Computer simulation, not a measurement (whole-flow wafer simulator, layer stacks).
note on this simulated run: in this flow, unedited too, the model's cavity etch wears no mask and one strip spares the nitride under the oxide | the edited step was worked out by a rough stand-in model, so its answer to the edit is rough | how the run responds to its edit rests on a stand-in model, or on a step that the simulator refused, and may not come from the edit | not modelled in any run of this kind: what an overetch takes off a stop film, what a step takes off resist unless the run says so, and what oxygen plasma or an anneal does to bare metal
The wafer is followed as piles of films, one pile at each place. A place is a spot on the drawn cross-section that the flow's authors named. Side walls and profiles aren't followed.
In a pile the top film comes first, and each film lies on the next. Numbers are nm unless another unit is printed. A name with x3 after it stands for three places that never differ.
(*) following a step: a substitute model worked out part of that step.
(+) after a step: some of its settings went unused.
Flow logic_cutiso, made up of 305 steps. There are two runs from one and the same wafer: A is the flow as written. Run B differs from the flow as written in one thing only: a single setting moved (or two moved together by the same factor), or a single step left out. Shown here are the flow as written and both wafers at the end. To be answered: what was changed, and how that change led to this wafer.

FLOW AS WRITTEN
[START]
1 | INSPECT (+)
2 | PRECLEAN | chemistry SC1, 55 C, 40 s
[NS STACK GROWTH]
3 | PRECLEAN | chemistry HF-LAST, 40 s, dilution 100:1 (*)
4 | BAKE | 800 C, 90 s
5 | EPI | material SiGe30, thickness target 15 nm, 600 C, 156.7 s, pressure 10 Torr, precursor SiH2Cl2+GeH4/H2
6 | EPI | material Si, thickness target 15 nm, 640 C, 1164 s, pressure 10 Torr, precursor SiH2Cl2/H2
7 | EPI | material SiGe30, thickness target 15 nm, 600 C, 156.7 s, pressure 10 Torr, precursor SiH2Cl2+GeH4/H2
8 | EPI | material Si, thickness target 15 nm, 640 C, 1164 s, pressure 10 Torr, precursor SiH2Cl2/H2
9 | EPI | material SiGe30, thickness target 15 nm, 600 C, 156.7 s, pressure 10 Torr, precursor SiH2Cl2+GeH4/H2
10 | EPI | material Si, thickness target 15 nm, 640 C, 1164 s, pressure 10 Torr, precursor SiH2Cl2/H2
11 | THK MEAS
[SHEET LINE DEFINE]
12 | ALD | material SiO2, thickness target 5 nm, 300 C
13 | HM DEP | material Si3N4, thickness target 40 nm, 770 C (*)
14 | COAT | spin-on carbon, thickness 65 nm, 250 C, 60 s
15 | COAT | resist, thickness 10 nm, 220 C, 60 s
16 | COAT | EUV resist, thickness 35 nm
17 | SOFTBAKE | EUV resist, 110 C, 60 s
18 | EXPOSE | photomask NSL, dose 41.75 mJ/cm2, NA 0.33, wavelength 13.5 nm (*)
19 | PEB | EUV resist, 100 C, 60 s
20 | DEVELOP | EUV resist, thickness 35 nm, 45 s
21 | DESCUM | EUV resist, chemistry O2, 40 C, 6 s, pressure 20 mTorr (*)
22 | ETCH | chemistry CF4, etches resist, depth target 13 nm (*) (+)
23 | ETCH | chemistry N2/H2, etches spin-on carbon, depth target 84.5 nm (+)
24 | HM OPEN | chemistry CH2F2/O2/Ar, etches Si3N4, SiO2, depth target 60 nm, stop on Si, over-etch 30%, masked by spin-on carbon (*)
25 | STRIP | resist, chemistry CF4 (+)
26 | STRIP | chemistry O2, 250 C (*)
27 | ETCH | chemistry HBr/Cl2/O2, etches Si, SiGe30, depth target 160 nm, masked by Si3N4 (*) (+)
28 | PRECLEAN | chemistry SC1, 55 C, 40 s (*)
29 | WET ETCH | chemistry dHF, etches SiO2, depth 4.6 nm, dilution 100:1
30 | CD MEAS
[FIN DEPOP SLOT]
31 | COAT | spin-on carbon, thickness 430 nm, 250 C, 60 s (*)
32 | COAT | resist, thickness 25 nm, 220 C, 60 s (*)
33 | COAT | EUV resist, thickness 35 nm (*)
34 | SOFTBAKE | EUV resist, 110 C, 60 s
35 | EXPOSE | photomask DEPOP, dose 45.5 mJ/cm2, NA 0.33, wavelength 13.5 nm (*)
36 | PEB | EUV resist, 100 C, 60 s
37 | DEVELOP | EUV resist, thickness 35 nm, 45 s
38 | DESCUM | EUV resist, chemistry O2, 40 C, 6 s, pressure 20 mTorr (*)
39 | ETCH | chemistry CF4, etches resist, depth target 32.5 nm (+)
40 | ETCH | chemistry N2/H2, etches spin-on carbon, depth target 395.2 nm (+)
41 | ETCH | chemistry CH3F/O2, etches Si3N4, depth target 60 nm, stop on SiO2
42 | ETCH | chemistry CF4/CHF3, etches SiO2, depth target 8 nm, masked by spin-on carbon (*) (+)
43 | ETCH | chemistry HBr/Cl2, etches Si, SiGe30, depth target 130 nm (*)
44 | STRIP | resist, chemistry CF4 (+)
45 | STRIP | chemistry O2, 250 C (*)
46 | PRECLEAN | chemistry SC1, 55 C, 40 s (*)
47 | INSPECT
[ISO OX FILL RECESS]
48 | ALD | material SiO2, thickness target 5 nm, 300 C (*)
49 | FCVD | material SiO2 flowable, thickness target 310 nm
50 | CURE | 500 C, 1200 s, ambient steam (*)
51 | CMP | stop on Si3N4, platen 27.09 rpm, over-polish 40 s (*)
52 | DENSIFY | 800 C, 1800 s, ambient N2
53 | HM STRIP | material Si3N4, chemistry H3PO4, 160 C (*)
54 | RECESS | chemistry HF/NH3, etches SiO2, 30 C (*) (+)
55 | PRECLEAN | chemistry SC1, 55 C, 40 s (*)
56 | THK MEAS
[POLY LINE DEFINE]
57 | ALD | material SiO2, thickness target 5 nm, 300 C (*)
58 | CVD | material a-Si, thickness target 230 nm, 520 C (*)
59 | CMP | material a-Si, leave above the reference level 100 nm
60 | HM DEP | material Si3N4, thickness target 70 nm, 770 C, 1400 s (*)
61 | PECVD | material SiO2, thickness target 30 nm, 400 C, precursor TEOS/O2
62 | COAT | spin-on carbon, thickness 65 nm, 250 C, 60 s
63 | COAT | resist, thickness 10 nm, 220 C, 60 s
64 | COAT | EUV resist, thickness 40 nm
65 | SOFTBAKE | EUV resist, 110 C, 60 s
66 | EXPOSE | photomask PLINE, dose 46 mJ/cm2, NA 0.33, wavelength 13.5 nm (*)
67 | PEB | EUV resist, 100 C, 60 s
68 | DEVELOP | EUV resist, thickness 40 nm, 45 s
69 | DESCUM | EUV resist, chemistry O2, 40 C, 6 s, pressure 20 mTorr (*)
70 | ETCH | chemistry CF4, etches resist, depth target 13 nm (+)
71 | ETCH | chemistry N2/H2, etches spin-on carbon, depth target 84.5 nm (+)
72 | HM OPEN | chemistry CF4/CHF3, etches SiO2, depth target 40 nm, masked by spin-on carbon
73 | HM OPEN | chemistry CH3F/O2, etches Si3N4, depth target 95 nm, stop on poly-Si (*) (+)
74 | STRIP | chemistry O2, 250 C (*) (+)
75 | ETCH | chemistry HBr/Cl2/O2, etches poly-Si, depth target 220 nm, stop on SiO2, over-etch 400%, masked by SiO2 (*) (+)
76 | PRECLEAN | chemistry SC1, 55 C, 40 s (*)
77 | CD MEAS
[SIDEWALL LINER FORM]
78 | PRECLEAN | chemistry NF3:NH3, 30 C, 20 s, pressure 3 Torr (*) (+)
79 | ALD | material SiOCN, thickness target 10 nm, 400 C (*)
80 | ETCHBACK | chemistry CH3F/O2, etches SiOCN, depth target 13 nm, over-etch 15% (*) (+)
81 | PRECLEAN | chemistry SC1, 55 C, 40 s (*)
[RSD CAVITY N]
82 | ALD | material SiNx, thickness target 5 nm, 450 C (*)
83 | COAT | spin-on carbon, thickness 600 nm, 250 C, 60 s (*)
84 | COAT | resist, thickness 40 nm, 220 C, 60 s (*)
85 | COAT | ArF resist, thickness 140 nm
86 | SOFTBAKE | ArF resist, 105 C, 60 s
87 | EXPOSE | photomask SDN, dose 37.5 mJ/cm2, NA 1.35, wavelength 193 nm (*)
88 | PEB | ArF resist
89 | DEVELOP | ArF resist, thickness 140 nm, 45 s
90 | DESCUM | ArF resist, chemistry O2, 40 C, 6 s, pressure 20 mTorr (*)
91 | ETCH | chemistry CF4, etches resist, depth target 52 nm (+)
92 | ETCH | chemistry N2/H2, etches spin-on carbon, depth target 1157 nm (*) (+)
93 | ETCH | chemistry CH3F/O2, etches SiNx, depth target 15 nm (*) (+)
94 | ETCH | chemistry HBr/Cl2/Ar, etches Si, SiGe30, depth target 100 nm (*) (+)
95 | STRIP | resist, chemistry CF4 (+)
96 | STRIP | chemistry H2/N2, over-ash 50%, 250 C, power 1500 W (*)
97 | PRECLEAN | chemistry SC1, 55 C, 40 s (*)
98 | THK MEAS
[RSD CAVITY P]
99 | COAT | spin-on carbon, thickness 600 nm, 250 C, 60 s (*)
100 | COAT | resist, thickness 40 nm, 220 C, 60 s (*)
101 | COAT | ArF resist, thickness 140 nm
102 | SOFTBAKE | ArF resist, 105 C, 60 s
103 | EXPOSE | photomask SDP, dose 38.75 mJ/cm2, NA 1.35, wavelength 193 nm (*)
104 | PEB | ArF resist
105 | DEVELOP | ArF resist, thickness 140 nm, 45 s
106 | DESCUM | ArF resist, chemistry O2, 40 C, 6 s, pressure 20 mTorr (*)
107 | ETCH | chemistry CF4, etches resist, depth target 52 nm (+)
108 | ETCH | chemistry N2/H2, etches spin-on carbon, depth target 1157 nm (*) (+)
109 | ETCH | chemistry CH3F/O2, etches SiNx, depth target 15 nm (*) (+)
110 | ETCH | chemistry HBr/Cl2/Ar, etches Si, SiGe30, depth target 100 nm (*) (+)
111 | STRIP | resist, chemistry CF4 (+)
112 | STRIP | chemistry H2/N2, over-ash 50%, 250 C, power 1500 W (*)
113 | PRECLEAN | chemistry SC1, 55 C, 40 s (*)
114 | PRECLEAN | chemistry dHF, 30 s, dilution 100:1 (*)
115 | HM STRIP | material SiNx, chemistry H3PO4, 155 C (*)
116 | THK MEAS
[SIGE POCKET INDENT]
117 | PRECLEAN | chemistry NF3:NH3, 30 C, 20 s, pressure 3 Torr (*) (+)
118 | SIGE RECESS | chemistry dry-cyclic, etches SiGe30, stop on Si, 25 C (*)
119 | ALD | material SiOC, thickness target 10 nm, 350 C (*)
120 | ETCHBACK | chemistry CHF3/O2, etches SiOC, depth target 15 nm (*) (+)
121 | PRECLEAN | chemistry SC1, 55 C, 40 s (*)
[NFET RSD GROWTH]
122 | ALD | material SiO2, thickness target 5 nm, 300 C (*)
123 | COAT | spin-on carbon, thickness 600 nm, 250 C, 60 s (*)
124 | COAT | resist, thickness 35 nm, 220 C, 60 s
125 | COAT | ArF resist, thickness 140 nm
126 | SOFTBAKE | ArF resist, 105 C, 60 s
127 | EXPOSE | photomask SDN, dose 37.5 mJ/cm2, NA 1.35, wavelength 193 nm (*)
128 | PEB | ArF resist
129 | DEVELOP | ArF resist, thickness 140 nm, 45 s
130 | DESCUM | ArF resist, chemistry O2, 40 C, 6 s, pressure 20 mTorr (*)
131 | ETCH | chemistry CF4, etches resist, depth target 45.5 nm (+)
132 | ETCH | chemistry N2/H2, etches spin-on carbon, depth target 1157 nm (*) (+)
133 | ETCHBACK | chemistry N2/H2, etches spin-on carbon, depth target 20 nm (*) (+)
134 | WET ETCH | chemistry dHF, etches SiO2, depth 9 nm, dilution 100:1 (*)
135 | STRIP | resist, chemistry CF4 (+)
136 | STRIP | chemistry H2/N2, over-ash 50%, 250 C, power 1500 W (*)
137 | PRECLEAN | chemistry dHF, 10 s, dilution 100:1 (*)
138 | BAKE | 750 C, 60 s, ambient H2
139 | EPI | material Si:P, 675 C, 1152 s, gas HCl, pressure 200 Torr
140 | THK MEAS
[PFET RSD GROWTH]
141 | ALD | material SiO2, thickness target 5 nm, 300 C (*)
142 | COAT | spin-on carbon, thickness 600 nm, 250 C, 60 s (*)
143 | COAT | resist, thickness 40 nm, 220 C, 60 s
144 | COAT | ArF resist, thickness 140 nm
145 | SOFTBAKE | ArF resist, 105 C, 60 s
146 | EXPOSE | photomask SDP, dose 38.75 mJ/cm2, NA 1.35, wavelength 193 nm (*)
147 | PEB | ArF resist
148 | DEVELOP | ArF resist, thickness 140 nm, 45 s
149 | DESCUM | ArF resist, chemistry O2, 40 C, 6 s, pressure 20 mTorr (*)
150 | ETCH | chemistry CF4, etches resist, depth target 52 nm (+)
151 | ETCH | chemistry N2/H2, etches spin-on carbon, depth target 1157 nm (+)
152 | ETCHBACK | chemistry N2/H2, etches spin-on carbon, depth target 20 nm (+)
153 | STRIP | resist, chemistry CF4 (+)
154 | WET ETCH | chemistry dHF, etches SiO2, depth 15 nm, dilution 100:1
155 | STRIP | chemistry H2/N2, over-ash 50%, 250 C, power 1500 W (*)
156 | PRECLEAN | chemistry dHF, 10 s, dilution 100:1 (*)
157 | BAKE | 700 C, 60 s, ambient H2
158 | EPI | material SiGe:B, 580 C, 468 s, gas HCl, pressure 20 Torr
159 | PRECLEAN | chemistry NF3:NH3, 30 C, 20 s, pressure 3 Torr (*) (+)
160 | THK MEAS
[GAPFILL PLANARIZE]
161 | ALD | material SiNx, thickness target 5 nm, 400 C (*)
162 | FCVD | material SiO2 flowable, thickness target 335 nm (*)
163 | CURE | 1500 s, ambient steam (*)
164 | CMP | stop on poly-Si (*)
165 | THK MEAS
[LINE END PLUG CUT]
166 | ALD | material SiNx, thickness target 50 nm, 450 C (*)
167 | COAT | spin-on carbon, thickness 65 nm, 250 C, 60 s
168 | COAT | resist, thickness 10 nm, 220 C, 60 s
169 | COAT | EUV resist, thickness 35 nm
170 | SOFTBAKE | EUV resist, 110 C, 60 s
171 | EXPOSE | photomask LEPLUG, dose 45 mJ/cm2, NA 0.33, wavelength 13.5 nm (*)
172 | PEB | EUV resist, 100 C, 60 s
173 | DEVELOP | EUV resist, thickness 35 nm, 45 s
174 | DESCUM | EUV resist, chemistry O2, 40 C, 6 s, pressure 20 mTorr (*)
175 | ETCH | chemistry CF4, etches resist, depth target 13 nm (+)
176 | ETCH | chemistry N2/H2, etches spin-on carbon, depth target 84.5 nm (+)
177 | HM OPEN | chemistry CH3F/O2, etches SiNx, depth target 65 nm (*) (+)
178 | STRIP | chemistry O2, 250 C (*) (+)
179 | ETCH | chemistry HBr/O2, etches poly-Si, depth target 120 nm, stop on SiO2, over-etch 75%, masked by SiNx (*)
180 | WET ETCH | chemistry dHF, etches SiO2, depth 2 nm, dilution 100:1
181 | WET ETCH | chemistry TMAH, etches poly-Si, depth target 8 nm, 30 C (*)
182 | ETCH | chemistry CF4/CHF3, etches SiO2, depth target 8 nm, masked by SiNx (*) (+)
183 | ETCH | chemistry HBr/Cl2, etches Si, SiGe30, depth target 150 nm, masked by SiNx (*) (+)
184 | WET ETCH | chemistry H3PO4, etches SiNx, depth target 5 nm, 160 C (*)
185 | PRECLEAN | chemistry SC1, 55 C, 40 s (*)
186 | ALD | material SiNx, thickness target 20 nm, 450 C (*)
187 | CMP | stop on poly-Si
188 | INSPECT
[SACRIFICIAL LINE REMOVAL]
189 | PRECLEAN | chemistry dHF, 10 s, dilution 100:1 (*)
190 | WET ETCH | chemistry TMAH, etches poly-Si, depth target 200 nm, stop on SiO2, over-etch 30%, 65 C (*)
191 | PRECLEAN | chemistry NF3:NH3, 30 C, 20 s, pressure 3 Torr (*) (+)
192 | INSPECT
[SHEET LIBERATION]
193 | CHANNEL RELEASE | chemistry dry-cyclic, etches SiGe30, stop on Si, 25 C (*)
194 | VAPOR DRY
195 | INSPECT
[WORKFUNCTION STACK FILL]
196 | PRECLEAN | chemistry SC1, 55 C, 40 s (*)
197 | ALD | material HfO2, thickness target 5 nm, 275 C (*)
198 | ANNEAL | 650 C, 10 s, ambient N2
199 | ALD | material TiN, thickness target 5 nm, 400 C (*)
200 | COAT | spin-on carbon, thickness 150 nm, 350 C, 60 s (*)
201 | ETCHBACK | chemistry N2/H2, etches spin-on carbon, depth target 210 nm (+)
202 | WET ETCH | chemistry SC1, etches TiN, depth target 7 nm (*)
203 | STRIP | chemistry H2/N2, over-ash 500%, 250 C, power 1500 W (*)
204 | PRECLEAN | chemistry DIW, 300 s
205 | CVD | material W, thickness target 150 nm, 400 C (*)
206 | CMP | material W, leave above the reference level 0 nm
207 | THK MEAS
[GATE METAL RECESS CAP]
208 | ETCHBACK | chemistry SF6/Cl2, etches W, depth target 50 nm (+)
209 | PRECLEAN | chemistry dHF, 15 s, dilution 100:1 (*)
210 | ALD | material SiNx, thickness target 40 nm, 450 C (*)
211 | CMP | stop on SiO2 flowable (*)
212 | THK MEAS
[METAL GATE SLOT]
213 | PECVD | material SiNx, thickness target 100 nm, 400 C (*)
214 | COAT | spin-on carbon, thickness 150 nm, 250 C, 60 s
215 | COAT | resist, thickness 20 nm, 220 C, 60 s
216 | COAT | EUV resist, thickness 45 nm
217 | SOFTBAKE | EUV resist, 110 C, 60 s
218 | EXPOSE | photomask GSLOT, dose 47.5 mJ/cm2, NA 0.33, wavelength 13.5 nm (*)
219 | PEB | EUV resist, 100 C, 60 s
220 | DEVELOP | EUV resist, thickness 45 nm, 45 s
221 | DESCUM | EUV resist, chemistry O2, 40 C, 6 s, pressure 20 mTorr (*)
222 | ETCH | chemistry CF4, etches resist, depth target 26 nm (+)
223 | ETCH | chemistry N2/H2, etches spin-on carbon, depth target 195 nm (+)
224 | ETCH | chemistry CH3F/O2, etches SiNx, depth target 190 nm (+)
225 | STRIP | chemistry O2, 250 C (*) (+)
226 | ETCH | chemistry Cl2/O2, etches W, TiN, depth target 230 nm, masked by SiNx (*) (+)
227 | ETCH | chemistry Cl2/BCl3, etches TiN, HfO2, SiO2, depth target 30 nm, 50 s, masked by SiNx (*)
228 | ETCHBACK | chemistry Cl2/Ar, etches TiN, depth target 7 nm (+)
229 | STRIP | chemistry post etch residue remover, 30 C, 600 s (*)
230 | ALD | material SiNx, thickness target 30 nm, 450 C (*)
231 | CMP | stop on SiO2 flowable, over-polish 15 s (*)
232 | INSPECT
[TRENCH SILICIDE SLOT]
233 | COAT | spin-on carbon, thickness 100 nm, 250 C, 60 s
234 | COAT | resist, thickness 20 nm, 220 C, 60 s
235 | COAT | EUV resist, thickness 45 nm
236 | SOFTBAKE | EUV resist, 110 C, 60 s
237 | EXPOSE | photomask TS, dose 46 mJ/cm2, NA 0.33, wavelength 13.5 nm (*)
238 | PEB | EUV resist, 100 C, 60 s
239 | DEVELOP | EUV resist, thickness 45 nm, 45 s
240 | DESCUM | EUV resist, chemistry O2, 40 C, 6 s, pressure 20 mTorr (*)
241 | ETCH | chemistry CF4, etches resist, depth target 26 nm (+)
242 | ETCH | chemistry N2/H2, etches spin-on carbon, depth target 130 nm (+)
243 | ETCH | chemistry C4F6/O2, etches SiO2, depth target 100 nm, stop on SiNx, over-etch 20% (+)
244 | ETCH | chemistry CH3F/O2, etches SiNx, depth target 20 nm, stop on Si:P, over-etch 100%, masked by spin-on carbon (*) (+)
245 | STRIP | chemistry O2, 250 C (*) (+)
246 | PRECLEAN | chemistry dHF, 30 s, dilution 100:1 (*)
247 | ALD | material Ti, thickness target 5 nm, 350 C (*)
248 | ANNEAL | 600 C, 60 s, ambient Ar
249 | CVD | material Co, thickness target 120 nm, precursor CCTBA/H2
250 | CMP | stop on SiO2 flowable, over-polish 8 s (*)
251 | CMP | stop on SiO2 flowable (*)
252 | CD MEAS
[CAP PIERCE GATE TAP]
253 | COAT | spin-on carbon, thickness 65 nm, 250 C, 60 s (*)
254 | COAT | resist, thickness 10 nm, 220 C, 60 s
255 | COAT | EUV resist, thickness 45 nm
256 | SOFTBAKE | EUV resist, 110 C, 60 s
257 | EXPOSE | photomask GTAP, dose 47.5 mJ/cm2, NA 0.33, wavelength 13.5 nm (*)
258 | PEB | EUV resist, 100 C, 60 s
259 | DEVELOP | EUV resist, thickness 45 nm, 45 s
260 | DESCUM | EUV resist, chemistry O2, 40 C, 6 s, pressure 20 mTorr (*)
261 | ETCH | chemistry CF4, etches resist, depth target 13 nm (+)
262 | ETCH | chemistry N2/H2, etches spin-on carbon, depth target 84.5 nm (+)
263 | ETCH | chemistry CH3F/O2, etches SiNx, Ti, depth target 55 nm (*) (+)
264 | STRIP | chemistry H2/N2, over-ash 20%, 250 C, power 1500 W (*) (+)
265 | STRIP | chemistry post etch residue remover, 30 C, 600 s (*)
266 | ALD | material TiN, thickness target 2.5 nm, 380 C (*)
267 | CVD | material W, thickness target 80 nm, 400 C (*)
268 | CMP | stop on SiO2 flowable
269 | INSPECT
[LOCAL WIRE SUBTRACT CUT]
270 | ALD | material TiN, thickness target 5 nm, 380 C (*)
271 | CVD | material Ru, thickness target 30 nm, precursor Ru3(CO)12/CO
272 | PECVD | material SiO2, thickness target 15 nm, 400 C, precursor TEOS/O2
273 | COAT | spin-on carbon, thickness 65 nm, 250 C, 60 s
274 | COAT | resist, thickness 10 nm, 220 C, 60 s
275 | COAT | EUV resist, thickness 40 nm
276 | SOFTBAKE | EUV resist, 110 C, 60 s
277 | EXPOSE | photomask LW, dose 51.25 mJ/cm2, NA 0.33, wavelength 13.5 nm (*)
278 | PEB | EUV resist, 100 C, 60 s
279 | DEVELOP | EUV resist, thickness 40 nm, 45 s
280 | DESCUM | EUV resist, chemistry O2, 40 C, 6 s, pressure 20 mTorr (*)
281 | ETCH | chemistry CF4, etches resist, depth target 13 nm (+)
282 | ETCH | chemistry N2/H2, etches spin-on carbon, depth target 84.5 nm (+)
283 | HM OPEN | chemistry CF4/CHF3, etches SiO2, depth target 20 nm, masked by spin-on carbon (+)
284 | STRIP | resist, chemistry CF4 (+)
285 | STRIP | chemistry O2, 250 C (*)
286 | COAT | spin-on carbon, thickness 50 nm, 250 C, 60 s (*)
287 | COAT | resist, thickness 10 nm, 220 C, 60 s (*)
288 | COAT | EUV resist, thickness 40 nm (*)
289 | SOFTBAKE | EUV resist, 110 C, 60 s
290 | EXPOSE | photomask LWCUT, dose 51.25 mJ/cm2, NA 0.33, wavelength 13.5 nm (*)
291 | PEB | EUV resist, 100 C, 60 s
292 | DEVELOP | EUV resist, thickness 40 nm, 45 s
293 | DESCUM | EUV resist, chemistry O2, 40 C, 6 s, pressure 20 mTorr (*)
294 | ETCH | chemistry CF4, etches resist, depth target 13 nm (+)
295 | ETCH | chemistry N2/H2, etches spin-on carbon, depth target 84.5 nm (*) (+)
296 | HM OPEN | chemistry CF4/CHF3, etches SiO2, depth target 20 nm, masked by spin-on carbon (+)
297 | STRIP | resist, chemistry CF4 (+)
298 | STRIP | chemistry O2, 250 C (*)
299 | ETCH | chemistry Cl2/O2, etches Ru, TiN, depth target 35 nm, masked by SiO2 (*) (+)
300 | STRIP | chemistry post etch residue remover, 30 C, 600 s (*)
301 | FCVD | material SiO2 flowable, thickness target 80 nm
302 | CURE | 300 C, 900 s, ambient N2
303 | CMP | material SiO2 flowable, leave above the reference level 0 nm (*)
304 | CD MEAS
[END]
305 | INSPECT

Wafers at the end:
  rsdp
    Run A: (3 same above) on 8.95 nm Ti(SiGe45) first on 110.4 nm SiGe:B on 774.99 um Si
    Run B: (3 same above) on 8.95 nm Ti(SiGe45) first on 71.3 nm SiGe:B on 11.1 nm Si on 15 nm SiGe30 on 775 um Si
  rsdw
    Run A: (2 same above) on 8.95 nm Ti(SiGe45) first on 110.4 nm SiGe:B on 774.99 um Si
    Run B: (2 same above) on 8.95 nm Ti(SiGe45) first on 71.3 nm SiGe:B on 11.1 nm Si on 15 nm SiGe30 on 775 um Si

The reason: step 110, ETCH: depth target 60 nm was run, while the flow as written has depth target 100 nm.

How this came from the change, step by step:
  110 | ETCH | chemistry HBr/Cl2/Ar, etches Si, SiGe30, depth target 100 nm (*) (+)
      rsdp, rsdw: A -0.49 chemical SiO2 (all of it), -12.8 Si (all of it), -15 SiGe30 (all of it), -15 Si (all of it), -15 SiGe30 (all of it), -15 Si (all of it), -15 SiGe30 (all of it), -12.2 Si | B -0.49 chemical SiO2 (all of it), -12.8 Si (all of it), -15 SiGe30 (all of it), -15 Si (all of it), -15 SiGe30 (all of it), -2.17 Si
  120 | ETCHBACK | chemistry CHF3/O2, etches SiOC, depth target 15 nm (*) (+)
      rsdp, rsdw: A -10 SiOC (all of it) | B -10 SiOC (all of it), -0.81 Si
  123 | COAT | spin-on carbon, thickness 600 nm, 250 C, 60 s (*)
      rsdp, rsdw: A +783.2 spin-on carbon (new film) | B +748.8 spin-on carbon (new film)
  136 | STRIP | chemistry H2/N2, over-ash 50%, 250 C, power 1500 W (*)
      rsdp, rsdw: A -783.2 spin-on carbon (all of it) | B -748.8 spin-on carbon (all of it)
  142 | COAT | spin-on carbon, thickness 600 nm, 250 C, 60 s (*)
      rsdp: A +806.8 spin-on carbon (new film) | B +771.5 spin-on carbon (new film)
      rsdw: A +806.7 spin-on carbon (new film) | B +771.5 spin-on carbon (new film)
  151 | ETCH | chemistry N2/H2, etches spin-on carbon, depth target 1157 nm (+)
      rsdp, rsdw: A -800.8 spin-on carbon (all of it) | B -765.5 spin-on carbon (all of it), -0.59 SiO2
  154 | WET ETCH | chemistry dHF, etches SiO2, depth 15 nm, dilution 100:1
      rsdp: A -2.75 SiO2 (all of it), -0.49 chemical SiO2 (all of it) | B -1.79 SiO2 (all of it), -0.49 chemical SiO2 (all of it)
      rsdw: A -2.25 SiO2 (all of it), -0.49 chemical SiO2 (all of it) | B -1.22 SiO2 (all of it), -0.49 chemical SiO2 (all of it)
  158 | EPI | material SiGe:B, 580 C, 468 s, gas HCl, pressure 20 Torr
      rsdp, rsdw: A +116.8 SiGe:B (new film) | B +77.8 SiGe:B (new film)
